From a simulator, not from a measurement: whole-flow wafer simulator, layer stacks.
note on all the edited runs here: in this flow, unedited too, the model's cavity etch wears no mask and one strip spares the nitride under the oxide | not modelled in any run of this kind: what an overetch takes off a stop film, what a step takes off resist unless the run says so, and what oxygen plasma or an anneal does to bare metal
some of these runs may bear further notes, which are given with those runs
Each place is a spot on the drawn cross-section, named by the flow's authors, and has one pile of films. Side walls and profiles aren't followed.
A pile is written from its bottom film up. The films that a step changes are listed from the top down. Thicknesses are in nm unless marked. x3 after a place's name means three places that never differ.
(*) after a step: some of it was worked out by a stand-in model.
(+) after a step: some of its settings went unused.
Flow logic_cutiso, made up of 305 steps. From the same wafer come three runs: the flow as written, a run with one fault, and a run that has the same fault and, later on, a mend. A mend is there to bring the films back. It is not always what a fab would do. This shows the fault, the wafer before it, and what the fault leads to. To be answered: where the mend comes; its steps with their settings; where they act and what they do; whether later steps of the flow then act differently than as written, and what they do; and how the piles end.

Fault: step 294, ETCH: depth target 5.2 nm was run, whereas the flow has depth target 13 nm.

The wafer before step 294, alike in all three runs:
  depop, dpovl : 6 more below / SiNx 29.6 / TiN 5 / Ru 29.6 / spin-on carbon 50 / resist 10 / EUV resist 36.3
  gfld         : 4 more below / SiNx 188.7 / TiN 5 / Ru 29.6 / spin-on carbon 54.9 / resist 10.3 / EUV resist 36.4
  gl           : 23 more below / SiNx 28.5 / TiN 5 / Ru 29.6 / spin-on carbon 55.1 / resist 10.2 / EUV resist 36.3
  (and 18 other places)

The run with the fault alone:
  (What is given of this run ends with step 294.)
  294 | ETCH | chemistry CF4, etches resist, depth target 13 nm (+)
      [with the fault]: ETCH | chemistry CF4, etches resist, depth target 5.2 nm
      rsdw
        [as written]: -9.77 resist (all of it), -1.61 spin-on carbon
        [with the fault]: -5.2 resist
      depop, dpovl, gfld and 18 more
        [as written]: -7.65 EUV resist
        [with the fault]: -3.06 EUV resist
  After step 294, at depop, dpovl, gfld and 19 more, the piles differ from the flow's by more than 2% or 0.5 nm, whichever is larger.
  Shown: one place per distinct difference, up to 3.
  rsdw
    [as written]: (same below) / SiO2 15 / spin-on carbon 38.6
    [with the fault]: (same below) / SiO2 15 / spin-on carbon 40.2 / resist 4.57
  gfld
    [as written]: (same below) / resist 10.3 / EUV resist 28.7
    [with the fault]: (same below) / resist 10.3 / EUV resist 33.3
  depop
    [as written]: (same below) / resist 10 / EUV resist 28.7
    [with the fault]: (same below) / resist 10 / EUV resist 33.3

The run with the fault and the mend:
  The mend stands after step 294.
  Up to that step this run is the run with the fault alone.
  294a | ETCH | chemistry CF4, etches resist, depth target 7.8 nm (*) (+) (the flow's step 294 again, with other settings)
      depop, dpovl, gfld and 18 more
        -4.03 EUV resist
      rsdw
        -4.57 resist (all of it), -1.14 spin-on carbon
  Steps later in the flow that act otherwise than as written (1 other step is not shown; it differs only slightly, by no more than 2% or 0.5 nm, whichever is larger):
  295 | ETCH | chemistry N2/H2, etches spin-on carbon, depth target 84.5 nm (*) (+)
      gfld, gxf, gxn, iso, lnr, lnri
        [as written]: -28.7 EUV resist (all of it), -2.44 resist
        [with the mend]: -29.3 EUV resist (all of it), -2.46 resist
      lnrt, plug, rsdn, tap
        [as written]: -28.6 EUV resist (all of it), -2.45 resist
        [with the mend]: -29.2 EUV resist (all of it), -2.47 resist
  The piles end the same as the flow's at every place that both follow.
